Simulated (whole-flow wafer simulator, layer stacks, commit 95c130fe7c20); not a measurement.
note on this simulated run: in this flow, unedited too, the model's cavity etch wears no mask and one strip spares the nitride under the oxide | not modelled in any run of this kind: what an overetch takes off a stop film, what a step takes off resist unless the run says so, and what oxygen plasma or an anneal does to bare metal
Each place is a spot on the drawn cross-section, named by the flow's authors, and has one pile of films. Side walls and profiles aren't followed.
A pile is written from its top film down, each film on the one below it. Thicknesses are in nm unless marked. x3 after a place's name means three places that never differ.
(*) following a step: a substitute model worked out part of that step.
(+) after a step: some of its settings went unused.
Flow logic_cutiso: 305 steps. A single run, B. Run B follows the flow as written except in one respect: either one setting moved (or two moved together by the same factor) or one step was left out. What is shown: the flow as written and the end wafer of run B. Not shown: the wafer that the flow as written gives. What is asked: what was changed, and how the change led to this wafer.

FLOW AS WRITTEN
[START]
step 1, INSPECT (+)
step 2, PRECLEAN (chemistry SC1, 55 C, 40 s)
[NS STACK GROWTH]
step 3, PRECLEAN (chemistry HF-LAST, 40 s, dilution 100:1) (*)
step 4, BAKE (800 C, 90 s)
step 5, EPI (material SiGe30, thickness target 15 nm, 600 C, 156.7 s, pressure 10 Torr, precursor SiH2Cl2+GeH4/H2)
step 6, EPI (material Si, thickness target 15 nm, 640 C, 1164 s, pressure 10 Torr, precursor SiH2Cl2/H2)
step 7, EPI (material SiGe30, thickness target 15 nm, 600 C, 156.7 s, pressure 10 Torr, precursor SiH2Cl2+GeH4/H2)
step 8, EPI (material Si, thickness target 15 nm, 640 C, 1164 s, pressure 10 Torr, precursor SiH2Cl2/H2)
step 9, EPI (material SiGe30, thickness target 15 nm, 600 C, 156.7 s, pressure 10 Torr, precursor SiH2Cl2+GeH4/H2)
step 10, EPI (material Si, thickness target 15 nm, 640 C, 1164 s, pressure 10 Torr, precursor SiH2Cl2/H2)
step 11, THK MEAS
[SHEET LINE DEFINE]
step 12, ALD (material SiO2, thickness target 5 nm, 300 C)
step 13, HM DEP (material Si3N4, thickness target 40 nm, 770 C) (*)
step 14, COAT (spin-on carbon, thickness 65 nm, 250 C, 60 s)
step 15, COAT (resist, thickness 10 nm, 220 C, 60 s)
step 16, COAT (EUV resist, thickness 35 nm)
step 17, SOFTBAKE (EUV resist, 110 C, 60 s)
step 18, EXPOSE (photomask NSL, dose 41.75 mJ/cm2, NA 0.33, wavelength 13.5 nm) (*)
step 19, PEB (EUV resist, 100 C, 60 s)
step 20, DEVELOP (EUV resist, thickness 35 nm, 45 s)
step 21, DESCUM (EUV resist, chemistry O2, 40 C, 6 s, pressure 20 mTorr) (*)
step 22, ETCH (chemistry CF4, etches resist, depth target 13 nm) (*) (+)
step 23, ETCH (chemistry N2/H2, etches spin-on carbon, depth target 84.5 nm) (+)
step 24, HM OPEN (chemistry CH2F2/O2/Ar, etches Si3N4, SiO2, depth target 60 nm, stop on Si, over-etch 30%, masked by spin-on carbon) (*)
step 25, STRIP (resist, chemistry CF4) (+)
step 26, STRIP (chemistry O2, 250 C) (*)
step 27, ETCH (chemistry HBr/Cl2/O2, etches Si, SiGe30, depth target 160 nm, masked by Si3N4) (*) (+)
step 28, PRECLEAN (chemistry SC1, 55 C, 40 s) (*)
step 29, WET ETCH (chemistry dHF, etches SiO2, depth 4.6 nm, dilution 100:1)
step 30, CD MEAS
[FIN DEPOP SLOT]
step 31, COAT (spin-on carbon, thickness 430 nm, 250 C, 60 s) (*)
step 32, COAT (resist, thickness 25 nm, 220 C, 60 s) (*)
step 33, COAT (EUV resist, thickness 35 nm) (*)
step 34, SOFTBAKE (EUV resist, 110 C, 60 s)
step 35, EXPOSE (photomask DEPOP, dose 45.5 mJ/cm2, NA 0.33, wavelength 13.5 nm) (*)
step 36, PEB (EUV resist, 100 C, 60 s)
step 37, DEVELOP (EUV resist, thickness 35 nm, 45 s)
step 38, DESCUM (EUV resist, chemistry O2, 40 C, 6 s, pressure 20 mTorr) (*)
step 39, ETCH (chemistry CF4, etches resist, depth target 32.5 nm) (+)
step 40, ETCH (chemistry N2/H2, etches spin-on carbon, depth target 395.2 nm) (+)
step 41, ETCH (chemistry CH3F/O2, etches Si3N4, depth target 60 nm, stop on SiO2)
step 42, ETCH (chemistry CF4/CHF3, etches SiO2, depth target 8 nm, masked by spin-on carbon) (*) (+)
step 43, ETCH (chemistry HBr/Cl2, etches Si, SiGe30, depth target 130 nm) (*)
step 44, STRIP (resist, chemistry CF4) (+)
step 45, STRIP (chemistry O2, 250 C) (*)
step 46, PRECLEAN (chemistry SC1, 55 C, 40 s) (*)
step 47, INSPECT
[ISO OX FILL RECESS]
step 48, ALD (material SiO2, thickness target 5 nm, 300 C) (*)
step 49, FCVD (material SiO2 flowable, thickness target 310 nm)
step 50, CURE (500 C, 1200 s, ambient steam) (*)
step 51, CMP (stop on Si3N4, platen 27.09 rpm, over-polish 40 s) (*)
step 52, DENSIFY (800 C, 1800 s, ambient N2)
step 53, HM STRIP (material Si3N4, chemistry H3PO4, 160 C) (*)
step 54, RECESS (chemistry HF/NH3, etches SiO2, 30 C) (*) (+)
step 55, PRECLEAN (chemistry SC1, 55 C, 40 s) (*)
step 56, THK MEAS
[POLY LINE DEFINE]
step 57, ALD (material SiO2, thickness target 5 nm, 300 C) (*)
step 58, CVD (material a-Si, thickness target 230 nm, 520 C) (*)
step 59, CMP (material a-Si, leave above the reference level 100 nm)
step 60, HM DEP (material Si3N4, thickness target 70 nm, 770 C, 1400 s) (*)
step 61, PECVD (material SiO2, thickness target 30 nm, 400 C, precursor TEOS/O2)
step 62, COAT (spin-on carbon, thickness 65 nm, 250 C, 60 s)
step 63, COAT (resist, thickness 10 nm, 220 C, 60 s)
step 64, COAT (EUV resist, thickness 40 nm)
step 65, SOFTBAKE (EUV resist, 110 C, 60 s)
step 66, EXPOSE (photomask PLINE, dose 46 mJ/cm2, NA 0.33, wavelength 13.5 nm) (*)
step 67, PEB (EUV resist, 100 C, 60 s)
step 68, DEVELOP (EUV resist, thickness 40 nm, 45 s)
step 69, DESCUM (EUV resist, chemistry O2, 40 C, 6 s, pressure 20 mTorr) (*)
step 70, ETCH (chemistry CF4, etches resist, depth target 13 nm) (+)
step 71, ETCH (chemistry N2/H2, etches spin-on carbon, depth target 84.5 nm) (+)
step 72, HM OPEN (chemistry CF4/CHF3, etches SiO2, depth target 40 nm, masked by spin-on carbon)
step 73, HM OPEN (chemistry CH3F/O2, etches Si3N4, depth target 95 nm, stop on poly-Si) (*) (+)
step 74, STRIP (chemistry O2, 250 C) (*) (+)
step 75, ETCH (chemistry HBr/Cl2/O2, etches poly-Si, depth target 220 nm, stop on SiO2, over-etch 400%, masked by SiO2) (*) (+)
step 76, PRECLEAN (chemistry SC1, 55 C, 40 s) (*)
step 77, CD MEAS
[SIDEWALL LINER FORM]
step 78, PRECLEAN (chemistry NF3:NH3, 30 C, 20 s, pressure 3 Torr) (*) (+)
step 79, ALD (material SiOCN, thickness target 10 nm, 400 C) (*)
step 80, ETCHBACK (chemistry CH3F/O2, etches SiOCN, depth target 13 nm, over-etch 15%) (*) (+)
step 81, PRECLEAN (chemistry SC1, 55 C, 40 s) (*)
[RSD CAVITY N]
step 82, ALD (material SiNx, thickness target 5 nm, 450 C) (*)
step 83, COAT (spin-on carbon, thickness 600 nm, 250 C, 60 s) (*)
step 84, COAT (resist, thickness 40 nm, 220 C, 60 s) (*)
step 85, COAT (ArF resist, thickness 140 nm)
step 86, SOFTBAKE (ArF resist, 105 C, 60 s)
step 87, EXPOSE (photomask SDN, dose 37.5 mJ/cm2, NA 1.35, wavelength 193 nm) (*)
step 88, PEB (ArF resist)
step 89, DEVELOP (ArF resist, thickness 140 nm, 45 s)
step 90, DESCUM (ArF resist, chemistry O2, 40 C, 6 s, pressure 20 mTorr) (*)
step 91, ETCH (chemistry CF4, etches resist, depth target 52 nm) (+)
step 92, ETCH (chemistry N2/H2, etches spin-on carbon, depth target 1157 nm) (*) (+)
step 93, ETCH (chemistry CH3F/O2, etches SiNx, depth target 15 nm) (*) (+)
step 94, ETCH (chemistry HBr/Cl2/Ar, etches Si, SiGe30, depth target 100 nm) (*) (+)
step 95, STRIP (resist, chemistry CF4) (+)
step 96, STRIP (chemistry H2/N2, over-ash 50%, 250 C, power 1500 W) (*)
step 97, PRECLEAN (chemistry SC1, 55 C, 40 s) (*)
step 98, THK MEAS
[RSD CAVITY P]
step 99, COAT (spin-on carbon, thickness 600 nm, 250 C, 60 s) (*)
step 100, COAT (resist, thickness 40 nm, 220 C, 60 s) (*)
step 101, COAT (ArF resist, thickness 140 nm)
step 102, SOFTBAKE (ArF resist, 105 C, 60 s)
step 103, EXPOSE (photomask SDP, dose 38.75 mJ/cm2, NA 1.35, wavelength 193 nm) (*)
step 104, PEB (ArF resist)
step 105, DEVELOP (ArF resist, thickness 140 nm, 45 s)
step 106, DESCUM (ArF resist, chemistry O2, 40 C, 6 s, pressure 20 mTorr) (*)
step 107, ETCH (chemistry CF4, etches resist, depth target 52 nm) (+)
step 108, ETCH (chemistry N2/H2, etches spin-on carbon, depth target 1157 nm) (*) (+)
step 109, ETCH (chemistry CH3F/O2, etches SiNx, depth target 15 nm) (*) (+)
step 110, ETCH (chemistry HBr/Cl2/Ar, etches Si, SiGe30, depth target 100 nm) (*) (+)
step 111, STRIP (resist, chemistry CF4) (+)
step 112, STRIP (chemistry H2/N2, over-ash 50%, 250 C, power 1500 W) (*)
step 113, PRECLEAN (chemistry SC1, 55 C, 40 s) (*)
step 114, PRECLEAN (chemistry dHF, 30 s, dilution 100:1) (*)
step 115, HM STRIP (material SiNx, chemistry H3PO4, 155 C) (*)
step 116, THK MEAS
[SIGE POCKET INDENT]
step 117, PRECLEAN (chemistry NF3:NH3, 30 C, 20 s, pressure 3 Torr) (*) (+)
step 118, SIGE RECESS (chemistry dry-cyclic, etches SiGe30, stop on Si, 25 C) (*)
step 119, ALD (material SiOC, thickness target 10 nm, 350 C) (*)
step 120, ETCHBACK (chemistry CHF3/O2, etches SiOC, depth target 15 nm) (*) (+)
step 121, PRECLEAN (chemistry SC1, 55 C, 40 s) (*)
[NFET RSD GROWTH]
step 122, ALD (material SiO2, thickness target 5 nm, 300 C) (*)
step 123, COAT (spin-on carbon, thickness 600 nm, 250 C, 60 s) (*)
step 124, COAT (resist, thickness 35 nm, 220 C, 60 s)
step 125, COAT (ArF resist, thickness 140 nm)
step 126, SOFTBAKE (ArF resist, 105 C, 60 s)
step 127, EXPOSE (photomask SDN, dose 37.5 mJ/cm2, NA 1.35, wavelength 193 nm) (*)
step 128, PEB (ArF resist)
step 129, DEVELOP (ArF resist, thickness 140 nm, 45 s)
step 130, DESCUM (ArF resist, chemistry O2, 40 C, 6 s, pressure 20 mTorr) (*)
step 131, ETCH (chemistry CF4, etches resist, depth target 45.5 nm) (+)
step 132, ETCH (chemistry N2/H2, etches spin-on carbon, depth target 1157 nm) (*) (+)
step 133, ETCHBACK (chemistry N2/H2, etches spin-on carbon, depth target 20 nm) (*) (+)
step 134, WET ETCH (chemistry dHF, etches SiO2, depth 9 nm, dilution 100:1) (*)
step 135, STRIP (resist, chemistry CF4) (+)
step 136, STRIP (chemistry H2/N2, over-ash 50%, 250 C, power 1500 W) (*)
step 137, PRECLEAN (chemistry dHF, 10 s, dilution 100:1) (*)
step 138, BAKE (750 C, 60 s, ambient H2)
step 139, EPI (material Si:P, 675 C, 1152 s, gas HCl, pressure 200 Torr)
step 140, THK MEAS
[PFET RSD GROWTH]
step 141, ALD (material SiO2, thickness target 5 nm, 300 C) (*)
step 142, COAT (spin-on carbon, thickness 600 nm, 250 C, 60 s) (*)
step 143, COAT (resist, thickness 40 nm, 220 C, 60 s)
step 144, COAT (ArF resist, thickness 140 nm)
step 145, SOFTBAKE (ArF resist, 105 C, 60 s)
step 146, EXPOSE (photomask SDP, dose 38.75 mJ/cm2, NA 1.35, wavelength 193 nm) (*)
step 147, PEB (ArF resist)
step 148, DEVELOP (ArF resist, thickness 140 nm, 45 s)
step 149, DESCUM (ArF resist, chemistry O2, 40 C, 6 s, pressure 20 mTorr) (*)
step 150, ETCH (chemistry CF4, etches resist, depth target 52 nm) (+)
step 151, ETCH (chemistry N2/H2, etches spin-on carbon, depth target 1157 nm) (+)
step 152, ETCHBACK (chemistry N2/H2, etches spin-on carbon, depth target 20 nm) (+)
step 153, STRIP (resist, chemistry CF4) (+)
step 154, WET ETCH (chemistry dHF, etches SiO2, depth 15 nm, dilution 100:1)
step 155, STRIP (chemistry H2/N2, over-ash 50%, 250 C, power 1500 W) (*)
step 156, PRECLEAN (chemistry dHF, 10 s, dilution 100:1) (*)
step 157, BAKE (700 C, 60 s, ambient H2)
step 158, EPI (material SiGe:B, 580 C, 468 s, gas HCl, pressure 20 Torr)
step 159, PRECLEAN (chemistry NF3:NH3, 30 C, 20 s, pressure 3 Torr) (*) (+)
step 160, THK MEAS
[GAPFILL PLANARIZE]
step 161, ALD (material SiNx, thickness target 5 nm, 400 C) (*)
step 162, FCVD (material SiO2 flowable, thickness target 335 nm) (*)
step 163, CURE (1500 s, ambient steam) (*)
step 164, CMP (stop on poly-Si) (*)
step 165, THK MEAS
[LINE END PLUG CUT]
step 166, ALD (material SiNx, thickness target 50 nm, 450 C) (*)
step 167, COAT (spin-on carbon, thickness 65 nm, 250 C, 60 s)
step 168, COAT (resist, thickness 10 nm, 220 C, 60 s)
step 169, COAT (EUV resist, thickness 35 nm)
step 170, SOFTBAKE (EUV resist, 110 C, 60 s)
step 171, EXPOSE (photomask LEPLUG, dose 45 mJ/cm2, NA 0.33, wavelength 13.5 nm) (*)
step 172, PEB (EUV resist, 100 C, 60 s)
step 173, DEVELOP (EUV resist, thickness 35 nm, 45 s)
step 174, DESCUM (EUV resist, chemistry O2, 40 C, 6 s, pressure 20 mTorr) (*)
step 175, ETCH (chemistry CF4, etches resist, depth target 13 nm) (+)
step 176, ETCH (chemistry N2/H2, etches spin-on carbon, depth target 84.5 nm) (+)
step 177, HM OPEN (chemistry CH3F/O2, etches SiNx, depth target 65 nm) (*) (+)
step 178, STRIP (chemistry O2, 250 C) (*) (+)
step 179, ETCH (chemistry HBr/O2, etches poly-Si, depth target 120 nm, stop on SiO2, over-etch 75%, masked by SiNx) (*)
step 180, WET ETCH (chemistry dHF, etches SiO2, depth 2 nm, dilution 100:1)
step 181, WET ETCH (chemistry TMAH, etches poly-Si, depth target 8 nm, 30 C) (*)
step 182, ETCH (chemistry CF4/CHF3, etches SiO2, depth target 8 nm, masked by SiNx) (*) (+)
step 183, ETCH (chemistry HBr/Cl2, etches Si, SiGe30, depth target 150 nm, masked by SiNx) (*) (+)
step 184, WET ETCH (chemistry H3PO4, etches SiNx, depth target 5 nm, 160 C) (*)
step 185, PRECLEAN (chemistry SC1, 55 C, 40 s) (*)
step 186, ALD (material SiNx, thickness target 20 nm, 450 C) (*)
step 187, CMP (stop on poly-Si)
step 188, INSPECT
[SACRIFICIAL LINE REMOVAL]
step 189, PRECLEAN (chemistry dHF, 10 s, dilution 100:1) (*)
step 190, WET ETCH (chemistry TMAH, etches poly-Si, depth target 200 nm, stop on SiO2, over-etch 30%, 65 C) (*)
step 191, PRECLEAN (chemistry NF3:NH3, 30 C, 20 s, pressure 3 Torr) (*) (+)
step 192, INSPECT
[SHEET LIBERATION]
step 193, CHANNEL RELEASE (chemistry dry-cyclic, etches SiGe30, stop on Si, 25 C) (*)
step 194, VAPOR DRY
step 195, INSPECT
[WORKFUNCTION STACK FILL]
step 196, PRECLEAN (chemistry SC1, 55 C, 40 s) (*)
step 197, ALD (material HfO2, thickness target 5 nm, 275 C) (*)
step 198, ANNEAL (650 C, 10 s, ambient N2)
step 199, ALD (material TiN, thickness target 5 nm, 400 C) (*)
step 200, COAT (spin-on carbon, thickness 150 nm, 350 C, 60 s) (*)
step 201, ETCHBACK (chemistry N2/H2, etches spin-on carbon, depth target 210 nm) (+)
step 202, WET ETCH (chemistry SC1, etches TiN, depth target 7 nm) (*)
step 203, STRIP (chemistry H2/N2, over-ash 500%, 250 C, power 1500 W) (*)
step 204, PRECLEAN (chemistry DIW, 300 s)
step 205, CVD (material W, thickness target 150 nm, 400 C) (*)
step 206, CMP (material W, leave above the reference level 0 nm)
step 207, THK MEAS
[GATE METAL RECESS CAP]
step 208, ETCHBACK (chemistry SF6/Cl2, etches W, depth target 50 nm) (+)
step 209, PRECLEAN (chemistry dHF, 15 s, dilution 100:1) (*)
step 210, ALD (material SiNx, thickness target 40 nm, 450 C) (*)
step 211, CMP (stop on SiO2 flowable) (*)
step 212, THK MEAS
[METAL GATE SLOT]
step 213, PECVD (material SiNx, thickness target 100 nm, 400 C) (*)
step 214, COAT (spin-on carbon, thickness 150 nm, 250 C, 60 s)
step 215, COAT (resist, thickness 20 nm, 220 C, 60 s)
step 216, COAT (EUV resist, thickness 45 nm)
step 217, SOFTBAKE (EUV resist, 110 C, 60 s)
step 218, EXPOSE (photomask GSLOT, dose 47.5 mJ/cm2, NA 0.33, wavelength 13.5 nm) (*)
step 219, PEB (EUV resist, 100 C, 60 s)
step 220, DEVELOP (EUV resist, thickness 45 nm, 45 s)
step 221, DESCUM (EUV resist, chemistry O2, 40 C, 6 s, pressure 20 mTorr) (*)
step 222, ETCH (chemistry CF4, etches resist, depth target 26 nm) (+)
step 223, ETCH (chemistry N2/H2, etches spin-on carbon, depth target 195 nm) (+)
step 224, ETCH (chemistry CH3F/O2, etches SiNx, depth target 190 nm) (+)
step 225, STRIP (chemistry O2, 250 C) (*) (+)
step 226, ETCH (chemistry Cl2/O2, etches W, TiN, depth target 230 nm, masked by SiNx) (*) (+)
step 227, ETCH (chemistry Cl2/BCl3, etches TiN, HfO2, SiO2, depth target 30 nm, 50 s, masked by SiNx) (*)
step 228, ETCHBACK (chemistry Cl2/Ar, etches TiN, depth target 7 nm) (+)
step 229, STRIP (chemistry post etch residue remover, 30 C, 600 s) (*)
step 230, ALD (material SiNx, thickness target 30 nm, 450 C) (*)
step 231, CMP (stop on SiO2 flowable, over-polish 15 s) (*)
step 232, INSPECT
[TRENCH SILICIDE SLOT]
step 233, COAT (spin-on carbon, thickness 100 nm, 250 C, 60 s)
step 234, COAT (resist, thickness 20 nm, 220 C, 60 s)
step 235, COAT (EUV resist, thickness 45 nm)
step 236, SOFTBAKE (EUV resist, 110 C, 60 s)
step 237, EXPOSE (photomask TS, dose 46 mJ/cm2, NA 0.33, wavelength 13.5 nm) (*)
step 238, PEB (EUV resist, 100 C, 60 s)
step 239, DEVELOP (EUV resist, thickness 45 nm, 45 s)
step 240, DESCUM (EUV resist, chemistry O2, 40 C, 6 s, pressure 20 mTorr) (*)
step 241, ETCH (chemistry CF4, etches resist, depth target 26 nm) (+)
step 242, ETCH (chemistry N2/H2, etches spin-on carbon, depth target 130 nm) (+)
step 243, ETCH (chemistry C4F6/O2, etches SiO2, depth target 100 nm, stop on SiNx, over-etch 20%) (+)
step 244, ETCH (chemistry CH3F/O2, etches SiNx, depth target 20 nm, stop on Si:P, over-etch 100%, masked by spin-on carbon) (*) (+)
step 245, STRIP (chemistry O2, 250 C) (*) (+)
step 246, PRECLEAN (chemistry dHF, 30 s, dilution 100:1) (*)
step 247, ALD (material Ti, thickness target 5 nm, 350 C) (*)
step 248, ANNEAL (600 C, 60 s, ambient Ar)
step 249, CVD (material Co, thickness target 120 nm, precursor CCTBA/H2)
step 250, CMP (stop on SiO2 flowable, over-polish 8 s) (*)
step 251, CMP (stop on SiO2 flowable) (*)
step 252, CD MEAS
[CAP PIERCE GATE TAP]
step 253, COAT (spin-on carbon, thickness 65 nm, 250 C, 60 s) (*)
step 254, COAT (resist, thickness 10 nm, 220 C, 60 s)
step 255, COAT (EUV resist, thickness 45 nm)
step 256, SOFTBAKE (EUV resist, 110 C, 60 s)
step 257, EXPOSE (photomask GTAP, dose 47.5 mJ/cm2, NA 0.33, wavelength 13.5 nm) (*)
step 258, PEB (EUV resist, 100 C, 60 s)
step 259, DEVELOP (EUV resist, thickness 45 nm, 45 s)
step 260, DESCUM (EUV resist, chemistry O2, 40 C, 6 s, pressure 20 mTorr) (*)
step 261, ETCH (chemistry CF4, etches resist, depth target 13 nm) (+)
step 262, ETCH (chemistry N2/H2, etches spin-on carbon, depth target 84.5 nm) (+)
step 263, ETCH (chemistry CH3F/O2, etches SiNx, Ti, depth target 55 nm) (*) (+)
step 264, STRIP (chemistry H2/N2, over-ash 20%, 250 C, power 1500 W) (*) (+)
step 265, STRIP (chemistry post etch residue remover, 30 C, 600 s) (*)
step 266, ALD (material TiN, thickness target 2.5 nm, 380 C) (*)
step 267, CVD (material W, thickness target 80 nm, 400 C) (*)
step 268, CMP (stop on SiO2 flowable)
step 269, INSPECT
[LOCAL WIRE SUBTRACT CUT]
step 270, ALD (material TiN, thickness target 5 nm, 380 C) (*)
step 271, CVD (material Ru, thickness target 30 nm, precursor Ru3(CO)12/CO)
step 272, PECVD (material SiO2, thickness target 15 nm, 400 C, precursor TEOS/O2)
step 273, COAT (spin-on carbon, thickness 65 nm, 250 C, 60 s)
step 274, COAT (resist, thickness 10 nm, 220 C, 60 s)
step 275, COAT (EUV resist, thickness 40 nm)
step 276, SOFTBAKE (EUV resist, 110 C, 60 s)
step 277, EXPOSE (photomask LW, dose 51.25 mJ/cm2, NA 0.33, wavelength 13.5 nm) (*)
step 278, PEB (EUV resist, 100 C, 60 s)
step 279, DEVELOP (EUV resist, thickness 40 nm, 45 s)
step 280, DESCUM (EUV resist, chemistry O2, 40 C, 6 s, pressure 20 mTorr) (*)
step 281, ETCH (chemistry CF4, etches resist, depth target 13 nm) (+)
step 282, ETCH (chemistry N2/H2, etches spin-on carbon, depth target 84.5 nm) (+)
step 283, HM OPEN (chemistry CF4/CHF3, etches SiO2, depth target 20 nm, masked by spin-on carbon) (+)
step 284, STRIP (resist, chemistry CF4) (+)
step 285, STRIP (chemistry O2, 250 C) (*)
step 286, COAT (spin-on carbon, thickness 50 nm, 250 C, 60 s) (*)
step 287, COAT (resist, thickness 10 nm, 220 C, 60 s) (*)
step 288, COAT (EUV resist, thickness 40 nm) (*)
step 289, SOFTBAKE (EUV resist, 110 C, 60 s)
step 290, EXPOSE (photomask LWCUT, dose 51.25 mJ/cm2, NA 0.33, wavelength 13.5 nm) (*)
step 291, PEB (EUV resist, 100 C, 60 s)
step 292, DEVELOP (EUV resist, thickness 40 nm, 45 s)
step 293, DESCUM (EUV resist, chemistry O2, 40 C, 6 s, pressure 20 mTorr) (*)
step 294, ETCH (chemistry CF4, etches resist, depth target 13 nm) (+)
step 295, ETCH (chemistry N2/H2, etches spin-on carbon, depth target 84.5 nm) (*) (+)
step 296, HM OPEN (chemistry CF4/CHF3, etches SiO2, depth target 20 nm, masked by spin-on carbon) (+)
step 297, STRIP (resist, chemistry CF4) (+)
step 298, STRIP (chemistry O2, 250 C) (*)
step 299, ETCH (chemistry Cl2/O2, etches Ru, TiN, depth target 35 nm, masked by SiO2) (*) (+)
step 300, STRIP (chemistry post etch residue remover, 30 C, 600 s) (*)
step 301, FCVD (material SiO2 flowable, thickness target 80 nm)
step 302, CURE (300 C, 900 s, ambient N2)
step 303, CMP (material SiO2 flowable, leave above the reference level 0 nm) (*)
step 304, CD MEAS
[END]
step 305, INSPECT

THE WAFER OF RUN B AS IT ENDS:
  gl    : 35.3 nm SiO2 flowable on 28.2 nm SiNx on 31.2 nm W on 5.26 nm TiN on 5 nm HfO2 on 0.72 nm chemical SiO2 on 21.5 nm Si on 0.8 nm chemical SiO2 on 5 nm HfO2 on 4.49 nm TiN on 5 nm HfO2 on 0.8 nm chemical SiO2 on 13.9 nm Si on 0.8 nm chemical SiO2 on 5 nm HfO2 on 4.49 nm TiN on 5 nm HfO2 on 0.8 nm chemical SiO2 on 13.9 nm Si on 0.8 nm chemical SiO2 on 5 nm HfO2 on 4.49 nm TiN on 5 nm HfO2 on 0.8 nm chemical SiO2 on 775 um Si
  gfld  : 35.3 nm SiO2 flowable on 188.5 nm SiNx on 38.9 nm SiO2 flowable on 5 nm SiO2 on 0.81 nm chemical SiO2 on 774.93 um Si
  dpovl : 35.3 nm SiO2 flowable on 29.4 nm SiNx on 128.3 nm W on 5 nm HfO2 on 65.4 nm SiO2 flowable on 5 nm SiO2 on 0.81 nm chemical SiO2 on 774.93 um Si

Cause: step 10, EPI: 1834 s was run, while the flow as written has 1164 s.

The path from the change to this, step by step:
  step 10, EPI (material Si, thickness target 15 nm, 640 C, 1164 s, pressure 10 Torr, precursor SiH2Cl2/H2)
      depop, dpovl, gfld and 19 more: +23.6 Si (new film) (it would be, as written: +15 Si (new film))
  step 27, ETCH (chemistry HBr/Cl2/O2, etches Si, SiGe30, depth target 160 nm, masked by Si3N4) (*) (+)
      gfld, gxf, iso, lnri: -0.79 chemical SiO2 (all of it), -20 Si (all of it), -15 SiGe30 (all of it), -15 Si (all of it), -15 SiGe30 (all of it), -15 Si (all of it), -15 SiGe30 (all of it), -65 Si (it would be, as written: -0.79 chemical SiO2 (all of it), -11.4 Si (all of it), -15 SiGe30 (all of it), -15 Si (all of it), -15 SiGe30 (all of it), -15 Si (all of it), -15 SiGe30 (all of it), -73.6 Si)
      dpovl, nsgap: -0.79 chemical SiO2 (all of it), -20.4 Si (all of it), -15 SiGe30 (all of it), -15 Si (all of it), -15 SiGe30 (all of it), -15 Si (all of it), -15 SiGe30 (all of it), -64.6 Si (it would be, as written: -0.79 chemical SiO2 (all of it), -11.8 Si (all of it), -15 SiGe30 (all of it), -15 Si (all of it), -15 SiGe30 (all of it), -15 Si (all of it), -15 SiGe30 (all of it), -73.2 Si)
      (also at 1 further place)
  step 43, ETCH (chemistry HBr/Cl2, etches Si, SiGe30, depth target 130 nm) (*)
      depop: -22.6 Si (all of it), -15 SiGe30 (all of it), -15 Si (all of it), -15 SiGe30 (all of it), -15 Si (all of it), -15 SiGe30 (all of it), -32.3 Si (it would be, as written: -14 Si (all of it), -15 SiGe30 (all of it), -15 Si (all of it), -15 SiGe30 (all of it), -15 Si (all of it), -15 SiGe30 (all of it), -41 Si)
  step 94, ETCH (chemistry HBr/Cl2/Ar, etches Si, SiGe30, depth target 100 nm) (*) (+)
      rsdn, rsdx: -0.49 chemical SiO2 (all of it), -21.4 Si (all of it), -15 SiGe30 (all of it), -15 Si (all of it), -15 SiGe30 (all of it), -15 Si (all of it), -15 SiGe30 (all of it), -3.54 Si (it would be, as written: -0.49 chemical SiO2 (all of it), -12.8 Si (all of it), -15 SiGe30 (all of it), -15 Si (all of it), -15 SiGe30 (all of it), -15 Si (all of it), -15 SiGe30 (all of it), -12.2 Si)
  step 110, ETCH (chemistry HBr/Cl2/Ar, etches Si, SiGe30, depth target 100 nm) (*) (+)
      rsdp, rsdw: -0.49 chemical SiO2 (all of it), -21.4 Si (all of it), -15 SiGe30 (all of it), -15 Si (all of it), -15 SiGe30 (all of it), -15 Si (all of it), -15 SiGe30 (all of it), -3.54 Si (it would be, as written: -0.49 chemical SiO2 (all of it), -12.8 Si (all of it), -15 SiGe30 (all of it), -15 Si (all of it), -15 SiGe30 (all of it), -15 Si (all of it), -15 SiGe30 (all of it), -12.2 Si)
  step 183, ETCH (chemistry HBr/Cl2, etches Si, SiGe30, depth target 150 nm, masked by SiNx) (*) (+)
      plug: -22.2 Si (all of it), -15 SiGe30 (all of it), -15 Si (all of it), -15 SiGe30 (all of it), -15 Si (all of it), -15 SiGe30 (all of it), -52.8 Si (it would be, as written: -13.6 Si (all of it), -15 SiGe30 (all of it), -15 Si (all of it), -15 SiGe30 (all of it), -15 Si (all of it), -15 SiGe30 (all of it), -61.4 Si)
